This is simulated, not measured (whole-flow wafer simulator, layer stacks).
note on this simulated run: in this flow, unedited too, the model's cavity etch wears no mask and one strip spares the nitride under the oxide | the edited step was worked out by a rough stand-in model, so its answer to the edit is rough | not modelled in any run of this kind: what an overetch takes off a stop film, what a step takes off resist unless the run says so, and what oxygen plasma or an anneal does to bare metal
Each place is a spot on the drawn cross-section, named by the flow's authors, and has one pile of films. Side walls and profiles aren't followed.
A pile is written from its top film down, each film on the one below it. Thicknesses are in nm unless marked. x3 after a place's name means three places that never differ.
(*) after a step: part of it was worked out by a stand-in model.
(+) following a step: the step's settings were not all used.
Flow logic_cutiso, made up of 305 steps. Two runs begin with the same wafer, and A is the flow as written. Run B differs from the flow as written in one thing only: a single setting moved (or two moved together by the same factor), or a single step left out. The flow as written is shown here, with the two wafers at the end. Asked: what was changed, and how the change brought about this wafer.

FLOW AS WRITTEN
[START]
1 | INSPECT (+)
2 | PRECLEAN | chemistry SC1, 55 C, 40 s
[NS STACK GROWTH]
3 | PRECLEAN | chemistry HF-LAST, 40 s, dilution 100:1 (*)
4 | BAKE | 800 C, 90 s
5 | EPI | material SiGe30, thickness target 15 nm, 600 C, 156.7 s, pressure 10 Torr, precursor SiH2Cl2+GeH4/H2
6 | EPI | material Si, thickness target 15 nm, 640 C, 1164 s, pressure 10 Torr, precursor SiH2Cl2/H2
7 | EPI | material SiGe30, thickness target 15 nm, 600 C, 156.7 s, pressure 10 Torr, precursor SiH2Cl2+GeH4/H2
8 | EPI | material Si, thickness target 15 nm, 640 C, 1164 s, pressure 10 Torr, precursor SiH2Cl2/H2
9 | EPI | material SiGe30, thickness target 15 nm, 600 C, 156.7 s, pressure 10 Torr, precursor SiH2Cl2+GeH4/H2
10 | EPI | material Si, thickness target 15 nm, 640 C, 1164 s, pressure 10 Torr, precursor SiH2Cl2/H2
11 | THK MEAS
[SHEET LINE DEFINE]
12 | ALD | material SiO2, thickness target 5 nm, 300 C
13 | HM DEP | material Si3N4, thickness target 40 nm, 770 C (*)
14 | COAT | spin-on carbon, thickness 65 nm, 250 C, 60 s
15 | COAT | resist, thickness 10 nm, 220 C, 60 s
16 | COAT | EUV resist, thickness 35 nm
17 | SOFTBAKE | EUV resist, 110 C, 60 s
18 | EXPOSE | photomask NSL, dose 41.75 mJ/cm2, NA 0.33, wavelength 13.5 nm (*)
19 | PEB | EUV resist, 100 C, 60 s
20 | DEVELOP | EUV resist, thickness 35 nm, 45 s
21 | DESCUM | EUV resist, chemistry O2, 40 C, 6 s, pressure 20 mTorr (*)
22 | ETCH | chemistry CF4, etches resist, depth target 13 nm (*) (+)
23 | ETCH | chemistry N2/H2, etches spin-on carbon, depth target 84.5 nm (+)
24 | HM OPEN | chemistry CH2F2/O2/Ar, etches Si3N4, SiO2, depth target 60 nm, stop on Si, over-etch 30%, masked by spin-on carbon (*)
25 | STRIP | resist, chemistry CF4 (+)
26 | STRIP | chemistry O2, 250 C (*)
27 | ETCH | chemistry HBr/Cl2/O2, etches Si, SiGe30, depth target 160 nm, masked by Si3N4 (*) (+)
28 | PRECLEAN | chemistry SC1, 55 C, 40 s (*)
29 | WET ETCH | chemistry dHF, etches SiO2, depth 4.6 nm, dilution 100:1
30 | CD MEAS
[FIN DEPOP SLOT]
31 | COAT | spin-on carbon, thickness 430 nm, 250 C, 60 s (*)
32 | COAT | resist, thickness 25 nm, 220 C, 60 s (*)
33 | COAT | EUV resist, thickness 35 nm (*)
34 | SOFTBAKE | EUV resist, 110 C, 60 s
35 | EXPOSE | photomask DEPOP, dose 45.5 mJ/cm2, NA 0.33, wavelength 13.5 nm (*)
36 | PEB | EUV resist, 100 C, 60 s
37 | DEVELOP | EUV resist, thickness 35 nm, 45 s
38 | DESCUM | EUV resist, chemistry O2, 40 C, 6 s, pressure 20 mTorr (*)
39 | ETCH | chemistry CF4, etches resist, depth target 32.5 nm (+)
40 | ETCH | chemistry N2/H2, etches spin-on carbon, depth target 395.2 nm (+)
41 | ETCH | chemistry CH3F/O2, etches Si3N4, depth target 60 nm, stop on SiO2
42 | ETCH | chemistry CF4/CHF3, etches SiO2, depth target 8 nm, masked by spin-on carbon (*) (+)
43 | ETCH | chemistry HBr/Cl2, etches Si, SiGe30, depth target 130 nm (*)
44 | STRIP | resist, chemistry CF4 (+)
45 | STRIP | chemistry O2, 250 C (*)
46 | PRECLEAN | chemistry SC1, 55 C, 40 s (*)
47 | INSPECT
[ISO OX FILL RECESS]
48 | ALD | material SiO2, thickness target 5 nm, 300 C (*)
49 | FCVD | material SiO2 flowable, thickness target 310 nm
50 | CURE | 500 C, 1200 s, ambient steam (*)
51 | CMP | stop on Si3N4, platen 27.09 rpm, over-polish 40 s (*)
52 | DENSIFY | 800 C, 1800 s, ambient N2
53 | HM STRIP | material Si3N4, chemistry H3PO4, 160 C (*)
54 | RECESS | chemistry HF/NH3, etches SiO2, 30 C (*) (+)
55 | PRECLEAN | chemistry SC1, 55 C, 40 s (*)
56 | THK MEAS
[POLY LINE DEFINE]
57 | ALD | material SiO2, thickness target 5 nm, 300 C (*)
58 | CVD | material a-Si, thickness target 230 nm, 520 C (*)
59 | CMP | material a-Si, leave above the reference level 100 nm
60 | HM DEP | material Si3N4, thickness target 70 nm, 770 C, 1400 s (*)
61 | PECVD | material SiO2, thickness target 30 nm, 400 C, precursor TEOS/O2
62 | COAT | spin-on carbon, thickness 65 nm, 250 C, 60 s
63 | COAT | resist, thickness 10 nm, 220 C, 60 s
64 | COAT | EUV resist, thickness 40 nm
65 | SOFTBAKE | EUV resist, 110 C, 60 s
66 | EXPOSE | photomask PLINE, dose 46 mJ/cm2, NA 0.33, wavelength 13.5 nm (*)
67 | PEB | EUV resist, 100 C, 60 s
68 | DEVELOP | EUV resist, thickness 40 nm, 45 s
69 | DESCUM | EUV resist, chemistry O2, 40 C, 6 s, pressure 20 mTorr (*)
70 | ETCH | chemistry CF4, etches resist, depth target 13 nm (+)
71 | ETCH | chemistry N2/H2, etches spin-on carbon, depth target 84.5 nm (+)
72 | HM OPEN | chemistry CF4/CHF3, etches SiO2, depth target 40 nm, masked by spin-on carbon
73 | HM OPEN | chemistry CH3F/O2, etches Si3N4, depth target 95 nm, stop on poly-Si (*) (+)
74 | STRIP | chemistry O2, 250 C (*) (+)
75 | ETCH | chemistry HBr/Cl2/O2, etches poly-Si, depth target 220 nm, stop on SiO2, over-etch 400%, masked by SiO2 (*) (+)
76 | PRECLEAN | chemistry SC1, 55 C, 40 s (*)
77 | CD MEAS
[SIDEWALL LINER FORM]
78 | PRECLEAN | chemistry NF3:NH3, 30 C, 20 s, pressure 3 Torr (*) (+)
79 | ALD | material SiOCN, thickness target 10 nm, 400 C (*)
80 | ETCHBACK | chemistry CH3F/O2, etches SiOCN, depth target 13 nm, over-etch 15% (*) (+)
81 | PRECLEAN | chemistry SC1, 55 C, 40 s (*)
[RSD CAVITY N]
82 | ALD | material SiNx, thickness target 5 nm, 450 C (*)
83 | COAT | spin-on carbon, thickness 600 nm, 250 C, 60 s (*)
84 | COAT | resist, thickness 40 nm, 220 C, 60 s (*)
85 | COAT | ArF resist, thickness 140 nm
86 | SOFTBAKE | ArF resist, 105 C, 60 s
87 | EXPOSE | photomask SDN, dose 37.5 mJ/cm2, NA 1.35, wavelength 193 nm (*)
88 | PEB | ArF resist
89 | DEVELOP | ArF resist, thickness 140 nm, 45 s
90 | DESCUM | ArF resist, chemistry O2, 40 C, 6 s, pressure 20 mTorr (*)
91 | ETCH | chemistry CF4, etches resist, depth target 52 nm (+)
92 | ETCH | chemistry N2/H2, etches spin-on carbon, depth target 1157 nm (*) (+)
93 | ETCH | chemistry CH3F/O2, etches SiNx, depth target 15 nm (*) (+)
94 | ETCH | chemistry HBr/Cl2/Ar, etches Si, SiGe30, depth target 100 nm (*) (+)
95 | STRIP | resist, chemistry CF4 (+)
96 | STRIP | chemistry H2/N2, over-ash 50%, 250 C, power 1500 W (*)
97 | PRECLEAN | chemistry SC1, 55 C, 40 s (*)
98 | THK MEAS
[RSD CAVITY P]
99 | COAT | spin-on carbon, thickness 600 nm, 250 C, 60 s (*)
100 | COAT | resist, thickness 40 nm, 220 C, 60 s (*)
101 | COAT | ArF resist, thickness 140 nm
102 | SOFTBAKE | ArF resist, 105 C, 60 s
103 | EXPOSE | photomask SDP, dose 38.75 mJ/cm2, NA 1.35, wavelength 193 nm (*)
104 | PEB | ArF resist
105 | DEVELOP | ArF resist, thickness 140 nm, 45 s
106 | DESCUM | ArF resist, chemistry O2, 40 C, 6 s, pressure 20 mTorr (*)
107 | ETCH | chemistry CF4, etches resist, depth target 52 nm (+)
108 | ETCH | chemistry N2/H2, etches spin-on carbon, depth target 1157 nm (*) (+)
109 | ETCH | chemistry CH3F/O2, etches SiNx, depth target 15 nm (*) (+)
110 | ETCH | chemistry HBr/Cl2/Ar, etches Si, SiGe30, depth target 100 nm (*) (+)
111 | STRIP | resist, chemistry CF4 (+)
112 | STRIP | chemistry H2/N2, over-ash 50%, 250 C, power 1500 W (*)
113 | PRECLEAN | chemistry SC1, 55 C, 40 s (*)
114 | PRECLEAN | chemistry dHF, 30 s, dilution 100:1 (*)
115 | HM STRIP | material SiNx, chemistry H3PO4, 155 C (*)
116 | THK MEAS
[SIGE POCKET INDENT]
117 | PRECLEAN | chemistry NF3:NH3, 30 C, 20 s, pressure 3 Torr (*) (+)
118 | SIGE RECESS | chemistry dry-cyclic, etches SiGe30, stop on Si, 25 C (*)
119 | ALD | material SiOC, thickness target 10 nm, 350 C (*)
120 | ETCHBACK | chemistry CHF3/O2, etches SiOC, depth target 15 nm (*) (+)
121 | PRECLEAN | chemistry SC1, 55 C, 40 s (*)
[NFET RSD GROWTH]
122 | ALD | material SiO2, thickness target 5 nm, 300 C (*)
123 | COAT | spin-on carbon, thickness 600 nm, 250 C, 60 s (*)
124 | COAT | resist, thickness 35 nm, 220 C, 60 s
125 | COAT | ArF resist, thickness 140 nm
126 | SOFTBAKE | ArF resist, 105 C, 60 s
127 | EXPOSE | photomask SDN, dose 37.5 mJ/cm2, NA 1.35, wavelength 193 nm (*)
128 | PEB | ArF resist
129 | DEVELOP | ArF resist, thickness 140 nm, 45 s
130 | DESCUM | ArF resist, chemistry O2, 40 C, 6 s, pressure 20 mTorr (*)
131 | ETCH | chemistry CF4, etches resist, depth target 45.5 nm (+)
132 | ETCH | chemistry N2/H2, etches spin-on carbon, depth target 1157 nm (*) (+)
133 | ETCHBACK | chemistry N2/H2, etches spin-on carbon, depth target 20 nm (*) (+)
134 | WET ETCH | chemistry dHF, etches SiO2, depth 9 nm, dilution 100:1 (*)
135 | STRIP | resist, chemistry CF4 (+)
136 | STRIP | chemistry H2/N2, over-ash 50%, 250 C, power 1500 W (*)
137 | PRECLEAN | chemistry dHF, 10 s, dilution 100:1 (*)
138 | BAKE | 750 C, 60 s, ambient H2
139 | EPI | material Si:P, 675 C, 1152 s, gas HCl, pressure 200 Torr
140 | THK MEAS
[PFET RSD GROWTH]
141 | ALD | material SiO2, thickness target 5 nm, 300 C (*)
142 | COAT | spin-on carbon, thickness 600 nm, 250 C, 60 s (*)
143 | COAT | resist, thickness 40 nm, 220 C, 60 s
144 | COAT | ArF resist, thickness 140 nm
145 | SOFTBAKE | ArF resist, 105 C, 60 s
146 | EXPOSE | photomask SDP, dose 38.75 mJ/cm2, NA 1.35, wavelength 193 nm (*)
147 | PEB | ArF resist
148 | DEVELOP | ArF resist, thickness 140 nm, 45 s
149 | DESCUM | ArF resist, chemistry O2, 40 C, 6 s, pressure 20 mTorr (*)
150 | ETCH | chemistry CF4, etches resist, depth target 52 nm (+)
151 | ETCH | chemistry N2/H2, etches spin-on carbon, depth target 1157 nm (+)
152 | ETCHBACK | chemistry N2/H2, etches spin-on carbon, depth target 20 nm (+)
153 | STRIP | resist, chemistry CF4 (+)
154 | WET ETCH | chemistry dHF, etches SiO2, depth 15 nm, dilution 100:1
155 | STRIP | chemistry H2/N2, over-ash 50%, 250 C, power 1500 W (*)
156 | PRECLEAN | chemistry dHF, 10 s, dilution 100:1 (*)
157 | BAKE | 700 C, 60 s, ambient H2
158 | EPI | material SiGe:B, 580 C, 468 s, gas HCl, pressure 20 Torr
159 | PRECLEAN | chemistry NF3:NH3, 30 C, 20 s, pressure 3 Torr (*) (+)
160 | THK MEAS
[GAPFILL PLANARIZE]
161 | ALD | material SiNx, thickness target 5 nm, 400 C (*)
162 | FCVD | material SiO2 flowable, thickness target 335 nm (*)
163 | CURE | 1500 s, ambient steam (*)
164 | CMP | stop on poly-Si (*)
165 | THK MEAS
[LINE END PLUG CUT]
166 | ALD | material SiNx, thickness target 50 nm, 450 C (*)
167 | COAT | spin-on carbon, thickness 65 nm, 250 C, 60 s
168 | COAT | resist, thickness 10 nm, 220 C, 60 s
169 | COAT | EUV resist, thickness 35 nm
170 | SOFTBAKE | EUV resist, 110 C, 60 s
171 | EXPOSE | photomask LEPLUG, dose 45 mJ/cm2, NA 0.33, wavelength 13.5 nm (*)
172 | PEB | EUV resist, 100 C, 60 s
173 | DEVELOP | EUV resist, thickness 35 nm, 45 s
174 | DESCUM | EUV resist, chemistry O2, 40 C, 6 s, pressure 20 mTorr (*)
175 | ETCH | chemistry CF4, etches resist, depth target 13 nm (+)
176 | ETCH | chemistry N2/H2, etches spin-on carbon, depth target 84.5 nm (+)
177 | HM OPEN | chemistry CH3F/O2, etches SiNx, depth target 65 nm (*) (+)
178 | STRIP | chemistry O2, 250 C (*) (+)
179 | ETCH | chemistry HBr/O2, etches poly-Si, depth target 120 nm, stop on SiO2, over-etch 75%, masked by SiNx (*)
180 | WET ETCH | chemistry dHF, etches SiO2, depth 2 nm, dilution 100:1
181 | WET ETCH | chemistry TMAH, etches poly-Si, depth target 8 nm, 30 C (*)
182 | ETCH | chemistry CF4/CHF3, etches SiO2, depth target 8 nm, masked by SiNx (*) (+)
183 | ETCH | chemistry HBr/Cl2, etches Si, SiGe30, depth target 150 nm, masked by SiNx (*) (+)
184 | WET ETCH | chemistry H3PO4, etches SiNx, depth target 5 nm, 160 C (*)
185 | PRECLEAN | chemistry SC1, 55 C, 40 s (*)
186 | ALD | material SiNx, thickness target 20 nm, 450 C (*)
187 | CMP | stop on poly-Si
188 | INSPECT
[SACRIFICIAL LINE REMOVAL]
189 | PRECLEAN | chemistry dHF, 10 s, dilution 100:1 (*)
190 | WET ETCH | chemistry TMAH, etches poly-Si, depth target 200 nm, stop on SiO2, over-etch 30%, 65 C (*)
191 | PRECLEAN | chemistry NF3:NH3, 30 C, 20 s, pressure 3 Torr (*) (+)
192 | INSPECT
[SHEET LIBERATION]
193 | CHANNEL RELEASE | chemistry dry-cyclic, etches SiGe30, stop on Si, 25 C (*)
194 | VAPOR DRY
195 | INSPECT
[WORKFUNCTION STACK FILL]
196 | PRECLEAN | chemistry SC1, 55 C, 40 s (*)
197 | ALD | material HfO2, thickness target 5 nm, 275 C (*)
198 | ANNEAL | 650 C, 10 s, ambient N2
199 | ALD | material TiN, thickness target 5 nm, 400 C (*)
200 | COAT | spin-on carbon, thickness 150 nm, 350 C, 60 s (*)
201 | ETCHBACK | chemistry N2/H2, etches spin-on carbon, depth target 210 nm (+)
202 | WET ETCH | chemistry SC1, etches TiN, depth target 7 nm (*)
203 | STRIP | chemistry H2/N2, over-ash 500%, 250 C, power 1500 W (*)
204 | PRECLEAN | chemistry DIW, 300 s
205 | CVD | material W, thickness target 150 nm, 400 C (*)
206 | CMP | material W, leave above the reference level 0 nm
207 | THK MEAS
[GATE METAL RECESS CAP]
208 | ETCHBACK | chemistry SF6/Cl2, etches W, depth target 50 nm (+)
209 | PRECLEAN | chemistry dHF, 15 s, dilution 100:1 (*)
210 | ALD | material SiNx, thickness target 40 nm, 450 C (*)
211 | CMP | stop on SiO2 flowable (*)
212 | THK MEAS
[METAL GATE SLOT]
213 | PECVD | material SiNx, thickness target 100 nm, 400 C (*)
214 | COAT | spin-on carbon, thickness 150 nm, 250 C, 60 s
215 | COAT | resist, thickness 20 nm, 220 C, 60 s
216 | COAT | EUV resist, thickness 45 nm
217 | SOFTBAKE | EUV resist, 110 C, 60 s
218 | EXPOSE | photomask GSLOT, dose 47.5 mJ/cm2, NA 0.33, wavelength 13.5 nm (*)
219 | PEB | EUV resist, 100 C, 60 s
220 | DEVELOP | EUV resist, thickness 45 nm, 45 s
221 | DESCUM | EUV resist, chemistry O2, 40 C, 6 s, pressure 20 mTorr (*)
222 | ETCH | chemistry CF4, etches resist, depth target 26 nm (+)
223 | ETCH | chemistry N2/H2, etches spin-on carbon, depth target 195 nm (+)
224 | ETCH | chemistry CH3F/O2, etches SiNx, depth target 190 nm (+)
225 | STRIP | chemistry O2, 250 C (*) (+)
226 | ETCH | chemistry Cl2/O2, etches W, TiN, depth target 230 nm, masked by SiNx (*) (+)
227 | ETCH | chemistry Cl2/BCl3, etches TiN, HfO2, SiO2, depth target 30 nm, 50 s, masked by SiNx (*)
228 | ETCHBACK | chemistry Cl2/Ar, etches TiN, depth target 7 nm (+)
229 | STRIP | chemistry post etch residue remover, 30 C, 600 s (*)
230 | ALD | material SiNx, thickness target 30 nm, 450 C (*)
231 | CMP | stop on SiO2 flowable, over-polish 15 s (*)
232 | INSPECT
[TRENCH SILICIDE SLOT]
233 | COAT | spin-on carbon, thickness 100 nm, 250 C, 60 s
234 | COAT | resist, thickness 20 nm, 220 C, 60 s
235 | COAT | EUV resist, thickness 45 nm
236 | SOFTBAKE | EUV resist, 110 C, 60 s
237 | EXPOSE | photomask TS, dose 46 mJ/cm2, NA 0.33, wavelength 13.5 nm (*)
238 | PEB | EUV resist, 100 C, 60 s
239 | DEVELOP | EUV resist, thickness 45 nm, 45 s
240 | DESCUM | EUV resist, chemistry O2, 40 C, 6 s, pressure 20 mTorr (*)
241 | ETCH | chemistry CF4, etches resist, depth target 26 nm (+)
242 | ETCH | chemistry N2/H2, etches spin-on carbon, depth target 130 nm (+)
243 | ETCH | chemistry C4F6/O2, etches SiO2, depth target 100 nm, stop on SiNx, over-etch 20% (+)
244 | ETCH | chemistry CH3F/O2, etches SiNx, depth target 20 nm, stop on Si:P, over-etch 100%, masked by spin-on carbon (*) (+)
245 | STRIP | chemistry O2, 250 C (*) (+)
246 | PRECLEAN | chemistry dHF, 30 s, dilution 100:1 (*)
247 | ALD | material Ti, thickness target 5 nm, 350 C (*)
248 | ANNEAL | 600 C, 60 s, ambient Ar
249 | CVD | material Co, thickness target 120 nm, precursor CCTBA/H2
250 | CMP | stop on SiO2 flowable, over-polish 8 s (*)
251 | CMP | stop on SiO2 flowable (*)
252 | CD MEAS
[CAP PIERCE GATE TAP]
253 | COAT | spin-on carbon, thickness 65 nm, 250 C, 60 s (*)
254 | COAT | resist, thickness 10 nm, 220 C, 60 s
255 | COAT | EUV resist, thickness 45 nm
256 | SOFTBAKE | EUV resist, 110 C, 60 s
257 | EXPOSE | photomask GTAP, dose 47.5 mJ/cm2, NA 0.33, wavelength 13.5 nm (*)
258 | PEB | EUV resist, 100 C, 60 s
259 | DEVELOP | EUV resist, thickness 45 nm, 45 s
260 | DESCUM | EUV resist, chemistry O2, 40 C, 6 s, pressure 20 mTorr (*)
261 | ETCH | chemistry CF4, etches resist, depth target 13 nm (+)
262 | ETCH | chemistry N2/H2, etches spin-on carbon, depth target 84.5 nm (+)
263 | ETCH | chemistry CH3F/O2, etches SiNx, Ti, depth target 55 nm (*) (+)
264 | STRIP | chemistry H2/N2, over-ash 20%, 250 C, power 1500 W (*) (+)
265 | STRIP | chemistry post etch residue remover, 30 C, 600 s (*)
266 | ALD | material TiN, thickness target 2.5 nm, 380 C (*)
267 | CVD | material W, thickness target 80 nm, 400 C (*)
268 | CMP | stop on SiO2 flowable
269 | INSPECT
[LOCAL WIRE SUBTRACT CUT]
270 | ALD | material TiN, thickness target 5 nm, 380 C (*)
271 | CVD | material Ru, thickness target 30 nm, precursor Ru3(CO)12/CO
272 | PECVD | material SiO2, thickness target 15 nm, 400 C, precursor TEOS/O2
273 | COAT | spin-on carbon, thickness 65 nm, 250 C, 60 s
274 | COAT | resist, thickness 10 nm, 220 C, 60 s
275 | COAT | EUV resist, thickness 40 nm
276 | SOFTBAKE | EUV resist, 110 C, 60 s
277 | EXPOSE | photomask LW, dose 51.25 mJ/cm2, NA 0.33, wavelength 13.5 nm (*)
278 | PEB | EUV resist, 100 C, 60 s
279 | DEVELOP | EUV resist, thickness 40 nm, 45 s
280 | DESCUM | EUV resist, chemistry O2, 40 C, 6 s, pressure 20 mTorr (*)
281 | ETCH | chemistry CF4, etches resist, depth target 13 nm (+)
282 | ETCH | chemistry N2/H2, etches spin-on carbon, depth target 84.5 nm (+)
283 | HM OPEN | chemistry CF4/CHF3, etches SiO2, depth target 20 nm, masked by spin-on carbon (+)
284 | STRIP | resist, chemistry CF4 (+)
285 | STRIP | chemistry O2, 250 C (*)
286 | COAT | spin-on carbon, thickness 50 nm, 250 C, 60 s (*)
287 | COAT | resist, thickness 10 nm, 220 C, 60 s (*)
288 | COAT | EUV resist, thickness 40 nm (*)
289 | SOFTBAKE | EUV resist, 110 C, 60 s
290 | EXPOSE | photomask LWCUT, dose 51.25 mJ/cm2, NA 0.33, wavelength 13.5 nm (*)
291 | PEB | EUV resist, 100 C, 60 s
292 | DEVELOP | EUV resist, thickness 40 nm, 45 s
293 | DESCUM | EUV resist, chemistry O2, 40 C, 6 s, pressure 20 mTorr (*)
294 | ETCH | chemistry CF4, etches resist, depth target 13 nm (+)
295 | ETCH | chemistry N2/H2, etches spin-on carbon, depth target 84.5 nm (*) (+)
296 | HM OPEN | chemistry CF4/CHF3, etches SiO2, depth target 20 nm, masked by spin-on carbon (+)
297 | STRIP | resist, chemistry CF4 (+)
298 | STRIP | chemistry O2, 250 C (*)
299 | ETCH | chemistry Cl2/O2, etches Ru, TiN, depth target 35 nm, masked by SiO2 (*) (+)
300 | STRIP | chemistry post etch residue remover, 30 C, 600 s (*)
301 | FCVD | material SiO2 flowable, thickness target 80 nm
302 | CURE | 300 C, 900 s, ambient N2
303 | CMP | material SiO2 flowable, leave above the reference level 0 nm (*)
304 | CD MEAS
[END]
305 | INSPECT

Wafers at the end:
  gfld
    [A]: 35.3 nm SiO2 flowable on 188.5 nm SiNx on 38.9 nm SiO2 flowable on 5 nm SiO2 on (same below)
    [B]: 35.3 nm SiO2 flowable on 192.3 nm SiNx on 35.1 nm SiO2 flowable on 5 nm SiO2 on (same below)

The reason: step 227, ETCH: depth target 33.8 nm was run, though the flow has depth target 30 nm; step 227, ETCH: 56.2 s was run, where the flow has 50 s.

Step by step, how the change led to this:
  227 | ETCH | chemistry Cl2/BCl3, etches TiN, HfO2, SiO2, depth target 30 nm, 50 s, masked by SiNx (*)
      depop, dpovl, gl and 18 more: A -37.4 SiNx | B -42.1 SiNx
      gfld: A -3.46 HfO2 (all of it), -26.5 SiO2 flowable | B -3.46 HfO2 (all of it), -30.3 SiO2 flowable
  231 | CMP | stop on SiO2 flowable, over-polish 15 s (*)
      depop, dpovl, gfld and 10 more: A -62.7 SiNx | B -58.1 SiNx
      lnr, lnri, lnrp, lnrt: A -61 SiNx (all of it), -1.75 SiOCN | B -56.3 SiNx (all of it), -1.75 SiOCN
      (as well as at 5 more places)
